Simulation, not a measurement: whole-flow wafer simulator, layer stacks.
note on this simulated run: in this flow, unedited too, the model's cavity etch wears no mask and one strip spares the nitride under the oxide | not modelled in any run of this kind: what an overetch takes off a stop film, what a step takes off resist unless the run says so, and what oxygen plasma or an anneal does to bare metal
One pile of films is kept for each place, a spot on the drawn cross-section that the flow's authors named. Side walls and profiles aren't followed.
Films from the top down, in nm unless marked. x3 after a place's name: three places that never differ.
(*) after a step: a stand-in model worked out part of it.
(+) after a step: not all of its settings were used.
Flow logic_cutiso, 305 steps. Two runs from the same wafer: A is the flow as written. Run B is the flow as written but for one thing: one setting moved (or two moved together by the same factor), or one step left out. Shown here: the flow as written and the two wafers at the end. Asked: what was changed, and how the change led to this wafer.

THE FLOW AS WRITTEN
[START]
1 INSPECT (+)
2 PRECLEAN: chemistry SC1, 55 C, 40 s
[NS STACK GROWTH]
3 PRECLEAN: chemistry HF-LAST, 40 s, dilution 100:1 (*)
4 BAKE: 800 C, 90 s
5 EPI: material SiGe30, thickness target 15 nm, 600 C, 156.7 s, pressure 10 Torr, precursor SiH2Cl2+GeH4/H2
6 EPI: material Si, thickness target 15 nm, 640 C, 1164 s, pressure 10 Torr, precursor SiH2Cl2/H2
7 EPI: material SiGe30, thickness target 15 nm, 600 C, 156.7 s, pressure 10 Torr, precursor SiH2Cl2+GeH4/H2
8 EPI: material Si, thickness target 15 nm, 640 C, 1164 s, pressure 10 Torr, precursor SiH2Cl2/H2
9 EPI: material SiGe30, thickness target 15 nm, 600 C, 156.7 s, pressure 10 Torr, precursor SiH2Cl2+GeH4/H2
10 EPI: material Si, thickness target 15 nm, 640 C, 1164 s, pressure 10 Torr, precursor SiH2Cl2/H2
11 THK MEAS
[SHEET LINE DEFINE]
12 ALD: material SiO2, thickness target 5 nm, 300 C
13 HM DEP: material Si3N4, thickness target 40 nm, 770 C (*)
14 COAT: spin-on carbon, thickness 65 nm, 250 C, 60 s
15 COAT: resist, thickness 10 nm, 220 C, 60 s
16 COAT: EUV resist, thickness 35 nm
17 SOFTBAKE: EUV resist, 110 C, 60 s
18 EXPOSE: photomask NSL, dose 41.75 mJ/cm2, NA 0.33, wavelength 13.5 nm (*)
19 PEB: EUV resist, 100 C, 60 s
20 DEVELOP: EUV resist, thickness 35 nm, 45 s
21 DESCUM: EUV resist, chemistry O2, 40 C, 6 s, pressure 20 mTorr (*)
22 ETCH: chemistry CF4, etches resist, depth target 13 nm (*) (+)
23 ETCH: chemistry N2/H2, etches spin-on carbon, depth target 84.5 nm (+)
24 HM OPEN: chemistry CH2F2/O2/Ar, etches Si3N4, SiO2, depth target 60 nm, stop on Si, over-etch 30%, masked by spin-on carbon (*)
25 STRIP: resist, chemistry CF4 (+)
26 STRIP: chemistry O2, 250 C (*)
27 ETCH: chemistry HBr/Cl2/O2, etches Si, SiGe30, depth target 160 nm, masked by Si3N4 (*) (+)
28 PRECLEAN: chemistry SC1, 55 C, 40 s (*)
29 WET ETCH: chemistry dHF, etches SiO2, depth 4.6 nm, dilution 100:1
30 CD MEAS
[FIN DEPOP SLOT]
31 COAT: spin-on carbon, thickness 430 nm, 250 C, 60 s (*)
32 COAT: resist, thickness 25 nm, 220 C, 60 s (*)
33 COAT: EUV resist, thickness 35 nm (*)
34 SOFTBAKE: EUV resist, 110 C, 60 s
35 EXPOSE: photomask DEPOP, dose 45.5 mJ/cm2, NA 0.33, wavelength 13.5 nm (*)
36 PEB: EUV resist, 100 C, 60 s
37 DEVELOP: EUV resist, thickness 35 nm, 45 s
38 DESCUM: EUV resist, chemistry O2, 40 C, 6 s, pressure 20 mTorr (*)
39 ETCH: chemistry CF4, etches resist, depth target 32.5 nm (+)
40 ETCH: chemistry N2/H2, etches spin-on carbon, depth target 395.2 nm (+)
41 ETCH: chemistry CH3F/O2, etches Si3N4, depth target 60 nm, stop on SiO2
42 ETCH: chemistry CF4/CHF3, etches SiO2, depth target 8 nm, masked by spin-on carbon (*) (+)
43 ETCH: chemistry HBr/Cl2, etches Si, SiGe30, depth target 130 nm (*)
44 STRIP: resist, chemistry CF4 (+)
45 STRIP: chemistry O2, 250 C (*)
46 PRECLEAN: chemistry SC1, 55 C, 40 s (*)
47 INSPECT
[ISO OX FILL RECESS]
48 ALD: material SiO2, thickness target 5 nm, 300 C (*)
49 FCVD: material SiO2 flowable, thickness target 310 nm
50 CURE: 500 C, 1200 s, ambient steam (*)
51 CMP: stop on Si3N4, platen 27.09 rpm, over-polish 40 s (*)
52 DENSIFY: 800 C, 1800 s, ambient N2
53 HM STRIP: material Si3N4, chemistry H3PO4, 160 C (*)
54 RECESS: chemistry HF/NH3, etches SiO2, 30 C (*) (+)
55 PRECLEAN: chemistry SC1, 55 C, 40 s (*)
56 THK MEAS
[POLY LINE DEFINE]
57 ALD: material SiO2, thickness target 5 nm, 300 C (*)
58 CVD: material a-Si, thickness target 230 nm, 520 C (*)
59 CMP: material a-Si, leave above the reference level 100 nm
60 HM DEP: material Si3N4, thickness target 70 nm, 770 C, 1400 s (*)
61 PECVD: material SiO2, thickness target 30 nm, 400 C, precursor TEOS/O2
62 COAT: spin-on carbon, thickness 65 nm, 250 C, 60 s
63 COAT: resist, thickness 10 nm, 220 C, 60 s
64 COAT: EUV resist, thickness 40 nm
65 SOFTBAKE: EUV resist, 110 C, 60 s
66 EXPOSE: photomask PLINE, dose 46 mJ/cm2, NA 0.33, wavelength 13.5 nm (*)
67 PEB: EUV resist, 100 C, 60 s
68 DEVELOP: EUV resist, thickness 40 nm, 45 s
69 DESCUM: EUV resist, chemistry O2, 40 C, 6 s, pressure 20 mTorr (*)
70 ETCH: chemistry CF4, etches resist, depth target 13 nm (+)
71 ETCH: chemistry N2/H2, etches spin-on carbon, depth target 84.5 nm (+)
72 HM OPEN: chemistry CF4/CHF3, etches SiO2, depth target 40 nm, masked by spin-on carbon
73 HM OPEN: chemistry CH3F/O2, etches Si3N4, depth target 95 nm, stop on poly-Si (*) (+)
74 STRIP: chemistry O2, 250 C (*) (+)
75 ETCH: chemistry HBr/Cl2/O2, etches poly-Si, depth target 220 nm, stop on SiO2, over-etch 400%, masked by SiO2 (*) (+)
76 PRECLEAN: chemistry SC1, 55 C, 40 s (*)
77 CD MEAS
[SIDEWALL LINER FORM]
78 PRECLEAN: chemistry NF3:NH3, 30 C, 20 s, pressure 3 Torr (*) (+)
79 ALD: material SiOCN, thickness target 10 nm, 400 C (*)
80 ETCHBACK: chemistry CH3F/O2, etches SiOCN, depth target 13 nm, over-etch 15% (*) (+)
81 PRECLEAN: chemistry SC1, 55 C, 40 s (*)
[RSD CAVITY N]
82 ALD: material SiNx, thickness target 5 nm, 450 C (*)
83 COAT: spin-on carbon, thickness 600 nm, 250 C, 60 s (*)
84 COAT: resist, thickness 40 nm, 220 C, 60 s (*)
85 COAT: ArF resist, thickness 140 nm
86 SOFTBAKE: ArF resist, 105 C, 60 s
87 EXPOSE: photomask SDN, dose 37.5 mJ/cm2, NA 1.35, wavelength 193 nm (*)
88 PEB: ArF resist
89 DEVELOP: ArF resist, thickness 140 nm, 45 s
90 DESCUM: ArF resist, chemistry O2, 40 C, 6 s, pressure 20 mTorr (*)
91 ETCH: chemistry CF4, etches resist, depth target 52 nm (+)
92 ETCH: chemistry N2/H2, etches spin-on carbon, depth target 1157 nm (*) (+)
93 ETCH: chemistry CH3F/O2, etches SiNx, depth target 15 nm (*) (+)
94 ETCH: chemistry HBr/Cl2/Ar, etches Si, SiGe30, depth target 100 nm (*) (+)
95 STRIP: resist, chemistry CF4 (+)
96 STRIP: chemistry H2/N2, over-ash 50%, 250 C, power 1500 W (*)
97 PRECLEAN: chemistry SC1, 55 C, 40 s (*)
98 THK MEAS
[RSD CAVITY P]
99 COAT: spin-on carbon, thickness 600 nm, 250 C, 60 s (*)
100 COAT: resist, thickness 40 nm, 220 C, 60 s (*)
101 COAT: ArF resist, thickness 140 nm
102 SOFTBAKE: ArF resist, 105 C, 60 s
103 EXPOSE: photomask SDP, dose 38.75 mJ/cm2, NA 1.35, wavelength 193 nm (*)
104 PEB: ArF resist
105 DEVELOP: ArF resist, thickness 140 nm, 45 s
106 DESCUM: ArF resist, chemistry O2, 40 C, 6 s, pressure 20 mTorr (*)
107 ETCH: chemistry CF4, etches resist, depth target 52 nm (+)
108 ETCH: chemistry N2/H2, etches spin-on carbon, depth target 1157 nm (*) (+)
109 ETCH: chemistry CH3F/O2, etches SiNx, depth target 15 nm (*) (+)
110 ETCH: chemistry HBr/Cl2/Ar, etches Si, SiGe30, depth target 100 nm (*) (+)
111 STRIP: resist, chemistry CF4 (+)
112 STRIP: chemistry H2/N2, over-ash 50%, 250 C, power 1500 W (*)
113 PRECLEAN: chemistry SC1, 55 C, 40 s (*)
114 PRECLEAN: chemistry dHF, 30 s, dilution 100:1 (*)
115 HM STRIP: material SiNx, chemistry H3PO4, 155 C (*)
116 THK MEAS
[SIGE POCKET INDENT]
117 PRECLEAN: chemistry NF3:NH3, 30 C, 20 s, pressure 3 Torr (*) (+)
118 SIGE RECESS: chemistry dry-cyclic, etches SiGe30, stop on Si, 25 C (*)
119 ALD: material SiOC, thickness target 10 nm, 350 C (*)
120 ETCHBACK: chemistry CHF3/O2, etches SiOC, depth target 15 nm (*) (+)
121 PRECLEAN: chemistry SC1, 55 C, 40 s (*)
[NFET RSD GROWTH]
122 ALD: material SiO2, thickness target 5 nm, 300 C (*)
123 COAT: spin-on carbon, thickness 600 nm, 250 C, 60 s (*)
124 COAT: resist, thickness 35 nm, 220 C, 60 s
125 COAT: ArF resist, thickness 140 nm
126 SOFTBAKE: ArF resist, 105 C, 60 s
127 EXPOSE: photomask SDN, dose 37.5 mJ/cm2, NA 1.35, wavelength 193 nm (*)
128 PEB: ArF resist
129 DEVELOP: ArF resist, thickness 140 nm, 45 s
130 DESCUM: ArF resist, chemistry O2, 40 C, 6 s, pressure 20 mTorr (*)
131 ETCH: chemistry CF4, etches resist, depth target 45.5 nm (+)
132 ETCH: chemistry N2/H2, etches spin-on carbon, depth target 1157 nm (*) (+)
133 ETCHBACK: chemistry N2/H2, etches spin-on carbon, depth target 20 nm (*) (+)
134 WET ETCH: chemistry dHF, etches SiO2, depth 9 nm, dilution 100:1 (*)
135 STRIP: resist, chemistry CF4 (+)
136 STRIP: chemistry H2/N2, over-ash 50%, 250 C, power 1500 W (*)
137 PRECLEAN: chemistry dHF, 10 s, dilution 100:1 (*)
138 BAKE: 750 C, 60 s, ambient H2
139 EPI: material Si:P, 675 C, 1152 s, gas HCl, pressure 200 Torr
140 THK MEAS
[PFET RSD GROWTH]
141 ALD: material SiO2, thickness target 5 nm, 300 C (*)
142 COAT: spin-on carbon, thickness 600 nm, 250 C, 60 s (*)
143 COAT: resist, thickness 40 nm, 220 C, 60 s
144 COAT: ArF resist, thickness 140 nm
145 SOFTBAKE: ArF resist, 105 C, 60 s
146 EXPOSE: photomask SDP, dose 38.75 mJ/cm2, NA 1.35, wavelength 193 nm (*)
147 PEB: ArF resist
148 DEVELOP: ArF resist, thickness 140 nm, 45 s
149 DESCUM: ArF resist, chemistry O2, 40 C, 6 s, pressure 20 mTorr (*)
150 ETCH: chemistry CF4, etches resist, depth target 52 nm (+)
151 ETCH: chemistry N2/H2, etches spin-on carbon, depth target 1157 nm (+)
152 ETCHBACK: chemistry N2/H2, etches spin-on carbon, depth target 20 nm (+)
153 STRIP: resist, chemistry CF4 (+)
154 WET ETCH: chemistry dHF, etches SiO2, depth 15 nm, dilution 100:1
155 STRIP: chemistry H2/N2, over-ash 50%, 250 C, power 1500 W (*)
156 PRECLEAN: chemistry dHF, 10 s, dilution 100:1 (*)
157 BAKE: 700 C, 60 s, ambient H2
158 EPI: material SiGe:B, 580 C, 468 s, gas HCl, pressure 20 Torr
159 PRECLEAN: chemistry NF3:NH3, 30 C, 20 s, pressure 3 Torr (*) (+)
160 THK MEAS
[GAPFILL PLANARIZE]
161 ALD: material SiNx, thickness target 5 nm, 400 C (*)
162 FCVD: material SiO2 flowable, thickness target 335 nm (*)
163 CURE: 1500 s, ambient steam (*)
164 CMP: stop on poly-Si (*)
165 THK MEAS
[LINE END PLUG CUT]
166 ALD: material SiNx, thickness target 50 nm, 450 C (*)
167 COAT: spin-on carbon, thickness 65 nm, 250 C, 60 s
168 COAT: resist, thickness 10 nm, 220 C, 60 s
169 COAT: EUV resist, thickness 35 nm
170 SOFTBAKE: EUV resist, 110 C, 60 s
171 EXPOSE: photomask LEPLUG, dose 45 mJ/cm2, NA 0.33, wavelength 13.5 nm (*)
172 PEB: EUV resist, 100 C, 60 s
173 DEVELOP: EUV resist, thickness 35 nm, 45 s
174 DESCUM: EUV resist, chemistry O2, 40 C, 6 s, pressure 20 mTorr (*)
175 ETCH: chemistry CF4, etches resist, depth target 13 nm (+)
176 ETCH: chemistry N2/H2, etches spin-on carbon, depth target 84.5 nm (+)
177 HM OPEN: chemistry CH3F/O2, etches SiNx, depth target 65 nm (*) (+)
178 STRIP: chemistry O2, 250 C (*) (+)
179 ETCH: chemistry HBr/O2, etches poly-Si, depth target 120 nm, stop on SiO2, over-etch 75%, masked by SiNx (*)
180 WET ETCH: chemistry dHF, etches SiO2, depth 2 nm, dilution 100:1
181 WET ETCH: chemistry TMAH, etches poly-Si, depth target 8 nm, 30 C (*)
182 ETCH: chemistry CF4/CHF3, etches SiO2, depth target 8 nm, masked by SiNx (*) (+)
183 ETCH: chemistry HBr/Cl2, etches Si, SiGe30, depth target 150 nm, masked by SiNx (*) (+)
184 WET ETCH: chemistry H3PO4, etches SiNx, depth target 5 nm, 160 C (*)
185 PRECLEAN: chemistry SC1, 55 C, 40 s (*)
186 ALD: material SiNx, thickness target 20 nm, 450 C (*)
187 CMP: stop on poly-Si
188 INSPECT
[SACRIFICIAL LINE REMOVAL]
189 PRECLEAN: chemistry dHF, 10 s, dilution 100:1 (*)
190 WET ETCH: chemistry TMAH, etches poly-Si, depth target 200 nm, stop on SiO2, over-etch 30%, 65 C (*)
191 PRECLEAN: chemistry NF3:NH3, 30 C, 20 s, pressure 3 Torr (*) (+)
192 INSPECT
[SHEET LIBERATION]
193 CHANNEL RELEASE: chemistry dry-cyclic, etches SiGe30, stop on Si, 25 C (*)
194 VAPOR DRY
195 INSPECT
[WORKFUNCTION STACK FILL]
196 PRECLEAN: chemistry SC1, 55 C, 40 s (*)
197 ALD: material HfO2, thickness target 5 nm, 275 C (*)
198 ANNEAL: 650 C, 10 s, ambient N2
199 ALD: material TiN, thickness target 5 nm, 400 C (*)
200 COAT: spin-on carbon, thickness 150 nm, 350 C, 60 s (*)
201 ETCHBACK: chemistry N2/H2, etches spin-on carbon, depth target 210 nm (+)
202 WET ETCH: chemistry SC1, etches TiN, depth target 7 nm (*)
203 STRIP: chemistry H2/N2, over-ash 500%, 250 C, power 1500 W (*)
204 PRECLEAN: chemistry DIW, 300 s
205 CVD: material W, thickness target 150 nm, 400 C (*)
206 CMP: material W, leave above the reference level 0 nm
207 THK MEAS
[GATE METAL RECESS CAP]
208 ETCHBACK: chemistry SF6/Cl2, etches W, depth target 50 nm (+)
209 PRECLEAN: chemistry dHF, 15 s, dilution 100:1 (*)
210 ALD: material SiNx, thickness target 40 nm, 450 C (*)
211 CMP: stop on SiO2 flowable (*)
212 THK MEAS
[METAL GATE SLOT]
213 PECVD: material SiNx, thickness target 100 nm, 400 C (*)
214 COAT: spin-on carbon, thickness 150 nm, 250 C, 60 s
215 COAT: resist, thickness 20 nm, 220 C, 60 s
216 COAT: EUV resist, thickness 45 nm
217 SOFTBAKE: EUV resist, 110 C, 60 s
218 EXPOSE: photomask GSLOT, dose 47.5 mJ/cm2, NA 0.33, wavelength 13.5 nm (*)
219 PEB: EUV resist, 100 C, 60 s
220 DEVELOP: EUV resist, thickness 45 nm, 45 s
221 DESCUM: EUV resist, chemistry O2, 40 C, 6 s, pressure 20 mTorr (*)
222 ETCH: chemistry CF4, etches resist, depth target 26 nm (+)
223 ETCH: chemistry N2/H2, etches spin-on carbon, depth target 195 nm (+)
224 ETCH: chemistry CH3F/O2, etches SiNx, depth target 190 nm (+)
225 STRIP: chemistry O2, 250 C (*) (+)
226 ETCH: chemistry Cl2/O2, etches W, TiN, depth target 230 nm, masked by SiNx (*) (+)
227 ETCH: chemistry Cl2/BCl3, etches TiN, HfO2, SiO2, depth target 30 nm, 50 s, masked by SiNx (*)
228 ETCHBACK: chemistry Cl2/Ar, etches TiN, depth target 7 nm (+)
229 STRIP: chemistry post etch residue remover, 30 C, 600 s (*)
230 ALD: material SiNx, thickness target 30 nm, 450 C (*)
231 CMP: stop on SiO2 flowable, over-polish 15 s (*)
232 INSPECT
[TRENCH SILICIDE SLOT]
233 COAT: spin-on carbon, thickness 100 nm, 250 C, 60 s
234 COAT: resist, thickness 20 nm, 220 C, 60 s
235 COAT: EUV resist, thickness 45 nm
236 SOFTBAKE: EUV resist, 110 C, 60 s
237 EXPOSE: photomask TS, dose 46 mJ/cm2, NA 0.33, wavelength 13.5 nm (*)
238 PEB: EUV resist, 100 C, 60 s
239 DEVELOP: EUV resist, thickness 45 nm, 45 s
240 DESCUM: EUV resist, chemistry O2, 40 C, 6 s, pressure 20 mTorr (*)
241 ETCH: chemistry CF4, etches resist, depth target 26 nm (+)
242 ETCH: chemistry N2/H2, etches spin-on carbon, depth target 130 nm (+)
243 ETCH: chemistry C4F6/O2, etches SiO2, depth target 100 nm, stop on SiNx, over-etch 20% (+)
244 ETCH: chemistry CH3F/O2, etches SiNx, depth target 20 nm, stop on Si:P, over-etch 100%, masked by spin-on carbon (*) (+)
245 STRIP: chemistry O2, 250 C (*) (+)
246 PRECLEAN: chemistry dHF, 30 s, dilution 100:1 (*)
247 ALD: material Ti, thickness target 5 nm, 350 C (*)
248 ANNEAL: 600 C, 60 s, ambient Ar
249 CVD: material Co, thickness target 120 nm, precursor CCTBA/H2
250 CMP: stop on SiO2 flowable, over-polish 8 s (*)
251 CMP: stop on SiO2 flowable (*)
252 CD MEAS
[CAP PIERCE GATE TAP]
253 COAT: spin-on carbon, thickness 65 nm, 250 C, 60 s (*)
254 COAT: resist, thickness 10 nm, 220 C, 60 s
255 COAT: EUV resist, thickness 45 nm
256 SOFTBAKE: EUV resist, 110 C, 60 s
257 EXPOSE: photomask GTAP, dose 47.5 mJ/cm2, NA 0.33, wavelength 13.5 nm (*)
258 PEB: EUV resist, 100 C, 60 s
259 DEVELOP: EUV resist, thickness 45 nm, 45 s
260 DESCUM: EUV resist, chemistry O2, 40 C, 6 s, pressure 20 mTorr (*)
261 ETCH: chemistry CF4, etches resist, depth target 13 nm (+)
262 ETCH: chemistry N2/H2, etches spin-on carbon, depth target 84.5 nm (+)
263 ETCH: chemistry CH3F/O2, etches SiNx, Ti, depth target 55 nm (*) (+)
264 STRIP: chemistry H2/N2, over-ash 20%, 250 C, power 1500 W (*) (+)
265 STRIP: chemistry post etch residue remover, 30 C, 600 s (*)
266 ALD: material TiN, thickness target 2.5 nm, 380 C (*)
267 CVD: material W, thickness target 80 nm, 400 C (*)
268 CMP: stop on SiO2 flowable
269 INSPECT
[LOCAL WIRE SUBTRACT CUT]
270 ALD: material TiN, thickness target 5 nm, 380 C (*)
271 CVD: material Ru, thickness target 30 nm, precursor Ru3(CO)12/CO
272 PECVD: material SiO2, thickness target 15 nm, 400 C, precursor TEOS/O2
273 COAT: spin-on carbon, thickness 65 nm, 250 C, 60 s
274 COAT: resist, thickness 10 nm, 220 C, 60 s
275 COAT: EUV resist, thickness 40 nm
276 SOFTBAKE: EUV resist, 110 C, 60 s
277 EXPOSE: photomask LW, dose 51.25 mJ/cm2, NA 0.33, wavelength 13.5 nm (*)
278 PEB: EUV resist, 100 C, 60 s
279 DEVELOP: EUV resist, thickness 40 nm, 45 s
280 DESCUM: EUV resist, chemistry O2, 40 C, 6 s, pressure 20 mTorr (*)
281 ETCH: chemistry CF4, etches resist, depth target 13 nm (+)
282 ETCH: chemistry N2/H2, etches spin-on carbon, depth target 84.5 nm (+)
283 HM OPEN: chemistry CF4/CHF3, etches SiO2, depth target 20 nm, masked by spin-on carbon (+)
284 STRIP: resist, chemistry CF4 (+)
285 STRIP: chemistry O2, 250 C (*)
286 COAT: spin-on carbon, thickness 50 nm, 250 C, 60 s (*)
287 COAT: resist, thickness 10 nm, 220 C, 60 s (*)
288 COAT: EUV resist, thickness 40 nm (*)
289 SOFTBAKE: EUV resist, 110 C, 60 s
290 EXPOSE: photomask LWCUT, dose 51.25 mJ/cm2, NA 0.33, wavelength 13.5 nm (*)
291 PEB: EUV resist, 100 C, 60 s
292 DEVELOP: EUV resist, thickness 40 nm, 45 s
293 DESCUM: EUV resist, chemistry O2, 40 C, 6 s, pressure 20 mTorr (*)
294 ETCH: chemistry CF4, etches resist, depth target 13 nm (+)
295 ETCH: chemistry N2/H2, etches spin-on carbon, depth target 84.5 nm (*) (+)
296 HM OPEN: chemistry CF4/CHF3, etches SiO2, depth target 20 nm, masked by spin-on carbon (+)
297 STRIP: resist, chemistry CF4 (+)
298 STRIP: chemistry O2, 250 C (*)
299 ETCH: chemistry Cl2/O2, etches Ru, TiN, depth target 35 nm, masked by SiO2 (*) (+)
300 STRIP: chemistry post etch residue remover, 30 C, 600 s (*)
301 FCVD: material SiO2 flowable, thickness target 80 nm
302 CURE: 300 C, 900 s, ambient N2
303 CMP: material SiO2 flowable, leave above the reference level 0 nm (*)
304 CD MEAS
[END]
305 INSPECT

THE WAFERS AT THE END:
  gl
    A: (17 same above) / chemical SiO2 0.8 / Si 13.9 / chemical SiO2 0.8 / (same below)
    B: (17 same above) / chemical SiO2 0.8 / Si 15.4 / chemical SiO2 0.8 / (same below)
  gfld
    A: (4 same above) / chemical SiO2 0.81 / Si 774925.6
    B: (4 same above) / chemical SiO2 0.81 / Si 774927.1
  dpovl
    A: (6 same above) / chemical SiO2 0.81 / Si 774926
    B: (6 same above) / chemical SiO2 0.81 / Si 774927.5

The cause: step 6, EPI: thickness target 16.5 nm was run, where the flow has thickness target 15 nm; step 6, EPI: 1281 s was run, where the flow has 1164 s.

How the change led to this, step by step:
  6 EPI: material Si, thickness target 15 nm, 640 C, 1164 s, pressure 10 Torr, precursor SiH2Cl2/H2
      depop, dpovl, gfld and 19 more: A Si +15 (new film) | B Si +16.5 (new film)
  27 ETCH: chemistry HBr/Cl2/O2, etches Si, SiGe30, depth target 160 nm, masked by Si3N4 (*) (+)
      gfld, gxf, iso, lnri: A chemical SiO2 -0.79 (all of it), Si -11.4 (all of it), SiGe30 -15 (all of it), Si -15 (all of it), SiGe30 -15 (all of it), Si -15 (all of it), SiGe30 -15 (all of it), Si -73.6 | B chemical SiO2 -0.79 (all of it), Si -11.4 (all of it), SiGe30 -15 (all of it), Si -15 (all of it), SiGe30 -15 (all of it), Si -16.5 (all of it), SiGe30 -15 (all of it), Si -72.1
      dpovl, nsgap: A chemical SiO2 -0.79 (all of it), Si -11.8 (all of it), SiGe30 -15 (all of it), Si -15 (all of it), SiGe30 -15 (all of it), Si -15 (all of it), SiGe30 -15 (all of it), Si -73.2 | B chemical SiO2 -0.79 (all of it), Si -11.8 (all of it), SiGe30 -15 (all of it), Si -15 (all of it), SiGe30 -15 (all of it), Si -16.5 (all of it), SiGe30 -15 (all of it), Si -71.7
      (and at 1 more place)
  43 ETCH: chemistry HBr/Cl2, etches Si, SiGe30, depth target 130 nm (*)
      depop: A Si -14 (all of it), SiGe30 -15 (all of it), Si -15 (all of it), SiGe30 -15 (all of it), Si -15 (all of it), SiGe30 -15 (all of it), Si -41 | B Si -14 (all of it), SiGe30 -15 (all of it), Si -15 (all of it), SiGe30 -15 (all of it), Si -16.5 (all of it), SiGe30 -15 (all of it), Si -39.5
  94 ETCH: chemistry HBr/Cl2/Ar, etches Si, SiGe30, depth target 100 nm (*) (+)
      rsdn, rsdx: A chemical SiO2 -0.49 (all of it), Si -12.8 (all of it), SiGe30 -15 (all of it), Si -15 (all of it), SiGe30 -15 (all of it), Si -15 (all of it), SiGe30 -15 (all of it), Si -12.2 | B chemical SiO2 -0.49 (all of it), Si -12.8 (all of it), SiGe30 -15 (all of it), Si -15 (all of it), SiGe30 -15 (all of it), Si -16.5 (all of it), SiGe30 -15 (all of it), Si -10.7
  110 ETCH: chemistry HBr/Cl2/Ar, etches Si, SiGe30, depth target 100 nm (*) (+)
      rsdp, rsdw: A chemical SiO2 -0.49 (all of it), Si -12.8 (all of it), SiGe30 -15 (all of it), Si -15 (all of it), SiGe30 -15 (all of it), Si -15 (all of it), SiGe30 -15 (all of it), Si -12.2 | B chemical SiO2 -0.49 (all of it), Si -12.8 (all of it), SiGe30 -15 (all of it), Si -15 (all of it), SiGe30 -15 (all of it), Si -16.5 (all of it), SiGe30 -15 (all of it), Si -10.7
  183 ETCH: chemistry HBr/Cl2, etches Si, SiGe30, depth target 150 nm, masked by SiNx (*) (+)
      plug: A Si -13.6 (all of it), SiGe30 -15 (all of it), Si -15 (all of it), SiGe30 -15 (all of it), Si -15 (all of it), SiGe30 -15 (all of it), Si -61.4 | B Si -13.6 (all of it), SiGe30 -15 (all of it), Si -15 (all of it), SiGe30 -15 (all of it), Si -16.5 (all of it), SiGe30 -15 (all of it), Si -59.9
